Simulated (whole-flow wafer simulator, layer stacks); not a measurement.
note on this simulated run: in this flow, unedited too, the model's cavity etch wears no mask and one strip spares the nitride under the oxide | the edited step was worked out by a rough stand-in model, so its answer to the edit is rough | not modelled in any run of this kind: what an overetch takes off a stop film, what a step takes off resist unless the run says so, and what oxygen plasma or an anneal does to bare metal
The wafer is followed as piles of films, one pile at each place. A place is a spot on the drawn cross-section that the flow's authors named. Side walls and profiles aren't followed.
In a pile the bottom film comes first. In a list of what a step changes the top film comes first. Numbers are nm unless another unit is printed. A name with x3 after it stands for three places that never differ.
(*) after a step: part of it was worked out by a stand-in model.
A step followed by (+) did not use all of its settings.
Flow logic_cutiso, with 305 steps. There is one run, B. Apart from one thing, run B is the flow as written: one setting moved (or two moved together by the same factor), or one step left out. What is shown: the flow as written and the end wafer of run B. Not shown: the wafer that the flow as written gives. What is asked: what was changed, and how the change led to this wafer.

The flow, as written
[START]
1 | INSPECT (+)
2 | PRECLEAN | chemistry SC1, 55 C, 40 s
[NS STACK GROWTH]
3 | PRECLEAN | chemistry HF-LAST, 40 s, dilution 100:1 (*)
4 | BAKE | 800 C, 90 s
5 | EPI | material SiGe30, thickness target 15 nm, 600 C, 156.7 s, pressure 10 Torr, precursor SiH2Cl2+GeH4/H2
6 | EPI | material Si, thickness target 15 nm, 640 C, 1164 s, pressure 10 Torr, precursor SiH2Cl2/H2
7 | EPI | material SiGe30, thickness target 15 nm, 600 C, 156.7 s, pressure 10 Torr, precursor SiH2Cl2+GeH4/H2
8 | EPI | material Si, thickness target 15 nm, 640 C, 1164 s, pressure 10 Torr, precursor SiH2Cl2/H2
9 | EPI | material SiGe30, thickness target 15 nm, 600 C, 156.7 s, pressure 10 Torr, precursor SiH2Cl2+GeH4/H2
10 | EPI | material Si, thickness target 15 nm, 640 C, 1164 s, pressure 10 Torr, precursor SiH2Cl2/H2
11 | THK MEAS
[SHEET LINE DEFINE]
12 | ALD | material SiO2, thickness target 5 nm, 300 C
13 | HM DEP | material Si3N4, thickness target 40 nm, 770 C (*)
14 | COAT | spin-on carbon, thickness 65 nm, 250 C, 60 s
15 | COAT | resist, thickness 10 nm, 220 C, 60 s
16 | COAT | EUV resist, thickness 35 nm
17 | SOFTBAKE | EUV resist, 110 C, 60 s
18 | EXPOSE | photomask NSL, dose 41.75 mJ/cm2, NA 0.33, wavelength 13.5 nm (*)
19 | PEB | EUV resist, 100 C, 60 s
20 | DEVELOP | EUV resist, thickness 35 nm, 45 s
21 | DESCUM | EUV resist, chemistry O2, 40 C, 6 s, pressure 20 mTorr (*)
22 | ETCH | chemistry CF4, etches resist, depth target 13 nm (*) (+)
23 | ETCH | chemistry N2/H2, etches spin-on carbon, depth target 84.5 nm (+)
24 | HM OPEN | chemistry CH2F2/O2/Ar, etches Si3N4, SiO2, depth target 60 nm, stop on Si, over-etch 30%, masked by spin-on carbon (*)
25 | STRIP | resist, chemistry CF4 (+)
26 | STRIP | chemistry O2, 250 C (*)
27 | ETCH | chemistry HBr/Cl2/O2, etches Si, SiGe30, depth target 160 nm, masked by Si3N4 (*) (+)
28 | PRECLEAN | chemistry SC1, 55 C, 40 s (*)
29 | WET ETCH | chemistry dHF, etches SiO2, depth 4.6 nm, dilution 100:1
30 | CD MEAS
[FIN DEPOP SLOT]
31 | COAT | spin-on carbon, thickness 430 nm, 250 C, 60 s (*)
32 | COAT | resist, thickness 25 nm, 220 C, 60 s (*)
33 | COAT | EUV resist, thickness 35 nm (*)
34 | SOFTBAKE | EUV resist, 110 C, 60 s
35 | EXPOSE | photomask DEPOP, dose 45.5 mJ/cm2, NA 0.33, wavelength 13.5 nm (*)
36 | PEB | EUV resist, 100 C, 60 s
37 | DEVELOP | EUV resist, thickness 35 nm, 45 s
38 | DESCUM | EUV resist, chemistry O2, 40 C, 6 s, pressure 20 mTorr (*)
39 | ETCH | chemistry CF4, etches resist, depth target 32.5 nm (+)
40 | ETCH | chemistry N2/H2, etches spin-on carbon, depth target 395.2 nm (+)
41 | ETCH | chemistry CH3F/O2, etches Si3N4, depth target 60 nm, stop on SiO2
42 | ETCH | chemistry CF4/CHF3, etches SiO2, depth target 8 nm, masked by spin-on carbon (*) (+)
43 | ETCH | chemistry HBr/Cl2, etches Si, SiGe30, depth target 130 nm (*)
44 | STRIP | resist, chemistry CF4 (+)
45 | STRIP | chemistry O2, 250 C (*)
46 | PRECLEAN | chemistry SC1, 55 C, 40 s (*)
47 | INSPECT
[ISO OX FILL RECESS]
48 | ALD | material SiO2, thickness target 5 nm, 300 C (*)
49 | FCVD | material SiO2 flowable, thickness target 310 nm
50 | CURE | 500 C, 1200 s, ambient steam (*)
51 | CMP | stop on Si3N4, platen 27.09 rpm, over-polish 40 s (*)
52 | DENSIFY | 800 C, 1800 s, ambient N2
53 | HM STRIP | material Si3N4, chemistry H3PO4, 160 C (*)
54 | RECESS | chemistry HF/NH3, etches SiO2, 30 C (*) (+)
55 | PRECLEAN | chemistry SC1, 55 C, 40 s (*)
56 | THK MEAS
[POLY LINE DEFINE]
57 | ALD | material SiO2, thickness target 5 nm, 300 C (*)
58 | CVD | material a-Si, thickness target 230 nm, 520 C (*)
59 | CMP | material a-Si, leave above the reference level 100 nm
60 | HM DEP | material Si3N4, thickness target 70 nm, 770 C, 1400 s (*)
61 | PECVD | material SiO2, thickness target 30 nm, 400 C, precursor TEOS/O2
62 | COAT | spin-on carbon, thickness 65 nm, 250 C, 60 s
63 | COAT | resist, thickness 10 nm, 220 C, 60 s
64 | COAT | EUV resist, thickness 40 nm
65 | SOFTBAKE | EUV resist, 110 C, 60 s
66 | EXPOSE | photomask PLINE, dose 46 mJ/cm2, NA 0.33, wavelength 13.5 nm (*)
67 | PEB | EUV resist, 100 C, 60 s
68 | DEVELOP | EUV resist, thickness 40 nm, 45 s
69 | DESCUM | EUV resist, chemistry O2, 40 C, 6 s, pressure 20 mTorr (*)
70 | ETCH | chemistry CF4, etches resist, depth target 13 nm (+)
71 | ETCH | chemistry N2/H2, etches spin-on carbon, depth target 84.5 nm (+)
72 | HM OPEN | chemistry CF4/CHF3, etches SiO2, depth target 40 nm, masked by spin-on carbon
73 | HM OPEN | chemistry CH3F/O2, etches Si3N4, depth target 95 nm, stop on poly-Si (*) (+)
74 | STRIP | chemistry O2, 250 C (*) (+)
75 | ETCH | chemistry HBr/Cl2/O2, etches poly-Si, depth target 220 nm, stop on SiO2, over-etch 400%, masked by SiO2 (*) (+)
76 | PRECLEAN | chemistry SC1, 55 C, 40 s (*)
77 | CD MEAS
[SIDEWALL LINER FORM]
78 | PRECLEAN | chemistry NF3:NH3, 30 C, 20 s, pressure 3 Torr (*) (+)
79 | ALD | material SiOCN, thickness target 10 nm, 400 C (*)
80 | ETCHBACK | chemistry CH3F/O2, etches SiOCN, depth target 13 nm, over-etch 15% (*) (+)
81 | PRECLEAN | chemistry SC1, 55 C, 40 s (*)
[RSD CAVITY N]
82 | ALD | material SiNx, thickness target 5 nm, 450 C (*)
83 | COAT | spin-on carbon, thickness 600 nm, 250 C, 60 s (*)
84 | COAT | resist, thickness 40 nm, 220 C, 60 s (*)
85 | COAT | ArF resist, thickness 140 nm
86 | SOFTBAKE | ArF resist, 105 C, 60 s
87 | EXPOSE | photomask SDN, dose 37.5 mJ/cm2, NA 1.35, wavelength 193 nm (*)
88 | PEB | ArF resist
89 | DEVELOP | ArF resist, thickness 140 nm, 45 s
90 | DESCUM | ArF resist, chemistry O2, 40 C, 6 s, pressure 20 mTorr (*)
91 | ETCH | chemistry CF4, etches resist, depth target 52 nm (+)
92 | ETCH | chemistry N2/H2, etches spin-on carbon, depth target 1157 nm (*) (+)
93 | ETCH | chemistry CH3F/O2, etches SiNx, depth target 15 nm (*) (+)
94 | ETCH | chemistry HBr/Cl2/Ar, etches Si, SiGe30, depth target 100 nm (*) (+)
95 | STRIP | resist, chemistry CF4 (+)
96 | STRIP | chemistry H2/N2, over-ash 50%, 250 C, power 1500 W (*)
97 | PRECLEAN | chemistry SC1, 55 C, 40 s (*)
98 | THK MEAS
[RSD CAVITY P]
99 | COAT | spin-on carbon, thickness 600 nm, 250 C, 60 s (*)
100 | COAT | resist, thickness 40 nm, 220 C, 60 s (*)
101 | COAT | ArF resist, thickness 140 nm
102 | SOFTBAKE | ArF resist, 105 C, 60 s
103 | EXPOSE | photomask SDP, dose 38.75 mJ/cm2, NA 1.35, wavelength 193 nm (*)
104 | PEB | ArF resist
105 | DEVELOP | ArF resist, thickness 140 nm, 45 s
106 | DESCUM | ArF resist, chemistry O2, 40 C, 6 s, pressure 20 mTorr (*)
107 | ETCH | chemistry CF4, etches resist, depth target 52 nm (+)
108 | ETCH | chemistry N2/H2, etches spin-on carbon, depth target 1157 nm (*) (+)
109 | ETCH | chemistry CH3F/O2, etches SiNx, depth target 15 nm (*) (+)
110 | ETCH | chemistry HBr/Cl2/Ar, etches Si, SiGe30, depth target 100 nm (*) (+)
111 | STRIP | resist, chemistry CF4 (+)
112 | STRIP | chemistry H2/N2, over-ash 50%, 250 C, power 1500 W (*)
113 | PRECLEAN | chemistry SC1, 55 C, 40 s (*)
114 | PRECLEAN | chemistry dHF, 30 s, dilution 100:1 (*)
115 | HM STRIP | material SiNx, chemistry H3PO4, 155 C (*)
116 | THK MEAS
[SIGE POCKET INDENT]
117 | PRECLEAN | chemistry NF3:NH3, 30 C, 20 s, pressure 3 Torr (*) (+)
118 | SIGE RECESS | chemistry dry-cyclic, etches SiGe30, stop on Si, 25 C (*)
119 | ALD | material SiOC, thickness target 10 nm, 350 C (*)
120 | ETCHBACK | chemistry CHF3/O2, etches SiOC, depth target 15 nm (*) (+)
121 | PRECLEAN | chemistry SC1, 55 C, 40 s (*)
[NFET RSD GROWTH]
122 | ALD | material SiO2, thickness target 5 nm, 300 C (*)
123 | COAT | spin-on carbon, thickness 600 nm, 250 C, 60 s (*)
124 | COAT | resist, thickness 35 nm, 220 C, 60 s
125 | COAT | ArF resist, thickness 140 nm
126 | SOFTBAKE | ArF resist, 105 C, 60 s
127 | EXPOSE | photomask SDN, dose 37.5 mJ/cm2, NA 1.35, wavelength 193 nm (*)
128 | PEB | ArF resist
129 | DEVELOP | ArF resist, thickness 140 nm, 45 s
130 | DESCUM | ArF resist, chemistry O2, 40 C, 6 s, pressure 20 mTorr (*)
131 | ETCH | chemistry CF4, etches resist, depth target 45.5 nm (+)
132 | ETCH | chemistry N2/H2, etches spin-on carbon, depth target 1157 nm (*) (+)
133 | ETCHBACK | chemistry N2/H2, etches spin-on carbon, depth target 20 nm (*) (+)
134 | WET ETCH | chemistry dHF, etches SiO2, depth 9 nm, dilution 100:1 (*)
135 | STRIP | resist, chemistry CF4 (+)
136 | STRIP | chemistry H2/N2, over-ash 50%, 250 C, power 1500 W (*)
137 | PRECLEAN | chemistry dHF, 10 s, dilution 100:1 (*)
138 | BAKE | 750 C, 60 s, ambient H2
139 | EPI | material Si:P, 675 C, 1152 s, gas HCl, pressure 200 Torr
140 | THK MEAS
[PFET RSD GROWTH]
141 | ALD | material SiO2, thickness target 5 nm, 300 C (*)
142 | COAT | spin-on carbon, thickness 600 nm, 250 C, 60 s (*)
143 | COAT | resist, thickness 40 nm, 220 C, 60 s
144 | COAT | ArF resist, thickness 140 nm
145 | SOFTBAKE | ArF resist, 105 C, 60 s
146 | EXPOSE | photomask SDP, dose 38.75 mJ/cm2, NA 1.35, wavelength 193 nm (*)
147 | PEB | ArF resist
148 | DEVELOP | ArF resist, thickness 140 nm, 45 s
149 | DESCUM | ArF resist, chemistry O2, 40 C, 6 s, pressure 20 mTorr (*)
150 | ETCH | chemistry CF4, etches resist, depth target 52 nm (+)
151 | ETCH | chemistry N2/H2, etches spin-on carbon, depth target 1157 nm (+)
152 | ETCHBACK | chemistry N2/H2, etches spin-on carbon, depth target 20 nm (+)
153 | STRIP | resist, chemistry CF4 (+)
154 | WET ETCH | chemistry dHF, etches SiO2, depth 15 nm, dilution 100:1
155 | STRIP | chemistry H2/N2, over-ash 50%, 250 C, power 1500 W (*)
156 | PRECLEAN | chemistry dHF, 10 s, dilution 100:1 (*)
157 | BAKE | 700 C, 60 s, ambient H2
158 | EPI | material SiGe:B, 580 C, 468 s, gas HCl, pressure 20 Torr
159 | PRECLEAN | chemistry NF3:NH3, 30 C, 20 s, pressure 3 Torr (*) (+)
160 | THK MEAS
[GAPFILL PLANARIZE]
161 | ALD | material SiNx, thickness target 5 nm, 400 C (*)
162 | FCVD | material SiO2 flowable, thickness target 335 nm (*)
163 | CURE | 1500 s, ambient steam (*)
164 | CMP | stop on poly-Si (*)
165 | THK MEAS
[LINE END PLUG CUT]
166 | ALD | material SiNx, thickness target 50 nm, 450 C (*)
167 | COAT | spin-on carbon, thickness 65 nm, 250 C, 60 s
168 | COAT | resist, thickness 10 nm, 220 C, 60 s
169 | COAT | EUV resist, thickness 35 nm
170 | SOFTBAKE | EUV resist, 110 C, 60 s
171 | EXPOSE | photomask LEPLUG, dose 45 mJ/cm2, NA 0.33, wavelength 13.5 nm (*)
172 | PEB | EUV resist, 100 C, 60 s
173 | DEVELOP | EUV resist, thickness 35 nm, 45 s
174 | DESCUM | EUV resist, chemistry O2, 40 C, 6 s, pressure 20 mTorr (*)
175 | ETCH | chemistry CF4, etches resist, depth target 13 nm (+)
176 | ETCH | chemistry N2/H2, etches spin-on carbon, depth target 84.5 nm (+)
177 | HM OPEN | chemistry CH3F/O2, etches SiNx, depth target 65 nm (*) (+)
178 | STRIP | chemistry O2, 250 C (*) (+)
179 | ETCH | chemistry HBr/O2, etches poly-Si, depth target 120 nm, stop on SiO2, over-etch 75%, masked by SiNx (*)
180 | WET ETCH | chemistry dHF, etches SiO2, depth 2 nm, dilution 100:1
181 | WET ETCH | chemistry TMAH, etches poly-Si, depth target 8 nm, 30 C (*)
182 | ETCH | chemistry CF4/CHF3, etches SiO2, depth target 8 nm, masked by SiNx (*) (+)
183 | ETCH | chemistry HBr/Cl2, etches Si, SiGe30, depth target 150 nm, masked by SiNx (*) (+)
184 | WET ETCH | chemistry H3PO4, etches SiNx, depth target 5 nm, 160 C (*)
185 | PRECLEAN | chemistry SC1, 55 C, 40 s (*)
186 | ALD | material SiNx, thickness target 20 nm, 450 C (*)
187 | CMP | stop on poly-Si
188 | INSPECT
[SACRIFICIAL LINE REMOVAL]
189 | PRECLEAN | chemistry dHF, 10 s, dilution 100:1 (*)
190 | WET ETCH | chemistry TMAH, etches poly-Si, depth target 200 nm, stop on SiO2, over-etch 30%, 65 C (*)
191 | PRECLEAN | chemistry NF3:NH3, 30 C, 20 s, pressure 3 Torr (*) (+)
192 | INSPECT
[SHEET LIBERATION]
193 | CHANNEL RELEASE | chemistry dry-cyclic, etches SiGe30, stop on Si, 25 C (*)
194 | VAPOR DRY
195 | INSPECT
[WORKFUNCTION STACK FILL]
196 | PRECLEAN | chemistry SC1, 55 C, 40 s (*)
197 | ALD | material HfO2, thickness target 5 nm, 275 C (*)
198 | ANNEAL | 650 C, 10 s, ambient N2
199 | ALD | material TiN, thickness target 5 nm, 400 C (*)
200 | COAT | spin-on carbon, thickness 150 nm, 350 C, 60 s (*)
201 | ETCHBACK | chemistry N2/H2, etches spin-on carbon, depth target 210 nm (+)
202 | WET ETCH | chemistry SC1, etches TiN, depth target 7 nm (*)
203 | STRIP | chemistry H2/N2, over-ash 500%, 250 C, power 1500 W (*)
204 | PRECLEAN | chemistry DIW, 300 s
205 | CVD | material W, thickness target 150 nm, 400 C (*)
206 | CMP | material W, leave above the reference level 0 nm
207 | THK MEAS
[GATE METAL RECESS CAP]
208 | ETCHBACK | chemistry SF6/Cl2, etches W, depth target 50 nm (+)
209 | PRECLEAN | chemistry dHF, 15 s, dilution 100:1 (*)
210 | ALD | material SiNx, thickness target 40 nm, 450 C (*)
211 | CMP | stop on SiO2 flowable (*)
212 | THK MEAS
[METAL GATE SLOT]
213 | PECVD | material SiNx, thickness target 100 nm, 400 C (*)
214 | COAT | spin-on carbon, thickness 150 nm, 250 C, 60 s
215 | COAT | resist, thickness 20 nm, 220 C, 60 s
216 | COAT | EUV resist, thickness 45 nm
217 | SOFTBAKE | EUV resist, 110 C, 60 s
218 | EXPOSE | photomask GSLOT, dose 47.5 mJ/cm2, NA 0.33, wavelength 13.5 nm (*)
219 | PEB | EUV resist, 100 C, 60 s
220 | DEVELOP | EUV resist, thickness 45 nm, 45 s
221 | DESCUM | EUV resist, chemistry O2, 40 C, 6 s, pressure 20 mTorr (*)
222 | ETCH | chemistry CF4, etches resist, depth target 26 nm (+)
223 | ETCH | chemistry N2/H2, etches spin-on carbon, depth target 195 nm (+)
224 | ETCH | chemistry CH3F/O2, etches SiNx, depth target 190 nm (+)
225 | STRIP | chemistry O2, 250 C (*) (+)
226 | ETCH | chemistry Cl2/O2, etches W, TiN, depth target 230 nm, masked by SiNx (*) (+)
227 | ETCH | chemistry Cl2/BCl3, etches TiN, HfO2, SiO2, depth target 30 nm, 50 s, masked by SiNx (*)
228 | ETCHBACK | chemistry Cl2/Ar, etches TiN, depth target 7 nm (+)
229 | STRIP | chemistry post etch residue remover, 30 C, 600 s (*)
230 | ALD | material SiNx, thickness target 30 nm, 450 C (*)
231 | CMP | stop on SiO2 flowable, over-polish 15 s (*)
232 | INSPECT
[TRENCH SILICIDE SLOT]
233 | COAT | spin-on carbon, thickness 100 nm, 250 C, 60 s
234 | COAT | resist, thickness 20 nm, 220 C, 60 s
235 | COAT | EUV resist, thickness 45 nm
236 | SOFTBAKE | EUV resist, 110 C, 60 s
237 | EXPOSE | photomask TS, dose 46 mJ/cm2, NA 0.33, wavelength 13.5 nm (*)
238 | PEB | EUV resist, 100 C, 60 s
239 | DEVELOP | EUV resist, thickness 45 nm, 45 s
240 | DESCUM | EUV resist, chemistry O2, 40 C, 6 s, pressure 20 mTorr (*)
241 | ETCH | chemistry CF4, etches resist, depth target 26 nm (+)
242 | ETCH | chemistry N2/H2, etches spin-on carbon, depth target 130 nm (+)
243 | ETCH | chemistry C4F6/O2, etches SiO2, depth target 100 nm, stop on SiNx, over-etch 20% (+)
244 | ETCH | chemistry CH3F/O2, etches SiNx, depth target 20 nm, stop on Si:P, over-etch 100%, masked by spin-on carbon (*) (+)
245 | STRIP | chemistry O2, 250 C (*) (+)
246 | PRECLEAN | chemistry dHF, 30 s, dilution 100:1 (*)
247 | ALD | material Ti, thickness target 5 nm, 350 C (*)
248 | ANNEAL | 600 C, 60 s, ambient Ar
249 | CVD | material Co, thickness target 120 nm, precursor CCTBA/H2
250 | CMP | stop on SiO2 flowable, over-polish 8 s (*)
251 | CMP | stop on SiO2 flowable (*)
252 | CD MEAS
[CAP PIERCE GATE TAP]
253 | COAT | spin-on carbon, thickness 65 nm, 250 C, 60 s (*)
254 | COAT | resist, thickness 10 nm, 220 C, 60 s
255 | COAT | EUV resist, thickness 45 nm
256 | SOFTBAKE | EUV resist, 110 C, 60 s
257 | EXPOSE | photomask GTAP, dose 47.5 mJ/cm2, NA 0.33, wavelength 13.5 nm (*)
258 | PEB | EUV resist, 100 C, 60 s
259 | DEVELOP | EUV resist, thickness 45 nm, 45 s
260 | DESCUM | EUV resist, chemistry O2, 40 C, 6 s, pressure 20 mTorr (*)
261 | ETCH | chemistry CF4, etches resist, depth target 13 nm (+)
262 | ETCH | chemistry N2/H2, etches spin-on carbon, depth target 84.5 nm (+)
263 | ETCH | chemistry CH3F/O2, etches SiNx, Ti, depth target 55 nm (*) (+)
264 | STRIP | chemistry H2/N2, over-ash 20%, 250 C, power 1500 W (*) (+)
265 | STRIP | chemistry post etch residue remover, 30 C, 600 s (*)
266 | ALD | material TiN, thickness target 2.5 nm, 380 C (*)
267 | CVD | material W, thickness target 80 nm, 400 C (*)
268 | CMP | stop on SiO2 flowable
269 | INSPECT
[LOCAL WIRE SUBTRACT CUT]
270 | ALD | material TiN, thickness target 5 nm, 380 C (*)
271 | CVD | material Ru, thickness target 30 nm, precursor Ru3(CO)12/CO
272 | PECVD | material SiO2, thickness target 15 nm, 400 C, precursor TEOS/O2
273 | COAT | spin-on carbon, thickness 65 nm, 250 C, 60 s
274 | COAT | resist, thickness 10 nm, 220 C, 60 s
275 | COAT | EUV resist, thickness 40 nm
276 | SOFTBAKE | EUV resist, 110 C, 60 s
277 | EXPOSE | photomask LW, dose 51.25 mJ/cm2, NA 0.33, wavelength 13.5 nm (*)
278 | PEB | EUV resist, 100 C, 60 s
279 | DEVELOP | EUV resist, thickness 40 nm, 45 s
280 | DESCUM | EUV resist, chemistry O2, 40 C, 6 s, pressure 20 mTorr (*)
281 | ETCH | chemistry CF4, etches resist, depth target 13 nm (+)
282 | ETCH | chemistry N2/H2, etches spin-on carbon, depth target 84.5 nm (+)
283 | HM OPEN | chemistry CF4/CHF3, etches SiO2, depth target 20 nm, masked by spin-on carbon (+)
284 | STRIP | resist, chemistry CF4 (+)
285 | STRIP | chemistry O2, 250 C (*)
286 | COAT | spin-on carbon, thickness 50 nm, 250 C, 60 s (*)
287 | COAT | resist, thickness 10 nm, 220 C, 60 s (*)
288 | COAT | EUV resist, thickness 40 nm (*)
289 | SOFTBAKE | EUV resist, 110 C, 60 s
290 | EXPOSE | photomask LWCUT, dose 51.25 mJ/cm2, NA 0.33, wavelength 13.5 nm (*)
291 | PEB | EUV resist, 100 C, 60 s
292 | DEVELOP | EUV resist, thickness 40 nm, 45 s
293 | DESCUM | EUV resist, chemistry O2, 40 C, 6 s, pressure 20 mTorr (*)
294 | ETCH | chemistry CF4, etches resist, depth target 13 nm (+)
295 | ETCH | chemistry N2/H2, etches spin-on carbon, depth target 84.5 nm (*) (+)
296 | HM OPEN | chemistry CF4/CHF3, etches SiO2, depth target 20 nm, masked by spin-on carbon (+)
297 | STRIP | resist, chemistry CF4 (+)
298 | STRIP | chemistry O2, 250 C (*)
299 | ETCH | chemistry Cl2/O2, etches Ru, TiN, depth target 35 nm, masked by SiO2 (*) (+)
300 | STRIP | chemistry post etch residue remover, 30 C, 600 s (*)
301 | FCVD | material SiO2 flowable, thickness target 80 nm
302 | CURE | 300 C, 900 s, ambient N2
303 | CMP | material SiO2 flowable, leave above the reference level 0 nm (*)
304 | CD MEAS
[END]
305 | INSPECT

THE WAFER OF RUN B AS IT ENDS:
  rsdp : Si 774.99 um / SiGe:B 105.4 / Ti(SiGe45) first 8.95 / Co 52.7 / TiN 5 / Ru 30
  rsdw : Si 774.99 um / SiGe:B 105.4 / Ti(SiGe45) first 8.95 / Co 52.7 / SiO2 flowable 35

Cause: step 110, ETCH: depth target 95 nm was run, though the flow has depth target 100 nm.

Step by step, how the change led to this:
  110 | ETCH | chemistry HBr/Cl2/Ar, etches Si, SiGe30, depth target 100 nm (*) (+)
      rsdp, rsdw: chemical SiO2 loses 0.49 (all of it), Si loses 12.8 (all of it), SiGe30 loses 15 (all of it), Si loses 15 (all of it), SiGe30 loses 15 (all of it), Si loses 15 (all of it), SiGe30 loses 15 (all of it), Si loses 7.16 (it would be, as written: chemical SiO2 loses 0.49 (all of it), Si loses 12.8 (all of it), SiGe30 loses 15 (all of it), Si loses 15 (all of it), SiGe30 loses 15 (all of it), Si loses 15 (all of it), SiGe30 loses 15 (all of it), Si loses 12.2)
  158 | EPI | material SiGe:B, 580 C, 468 s, gas HCl, pressure 20 Torr
      rsdp, rsdw: SiGe:B gains 111.8 (new film) (it would be, as written: SiGe:B gains 116.8 (new film))
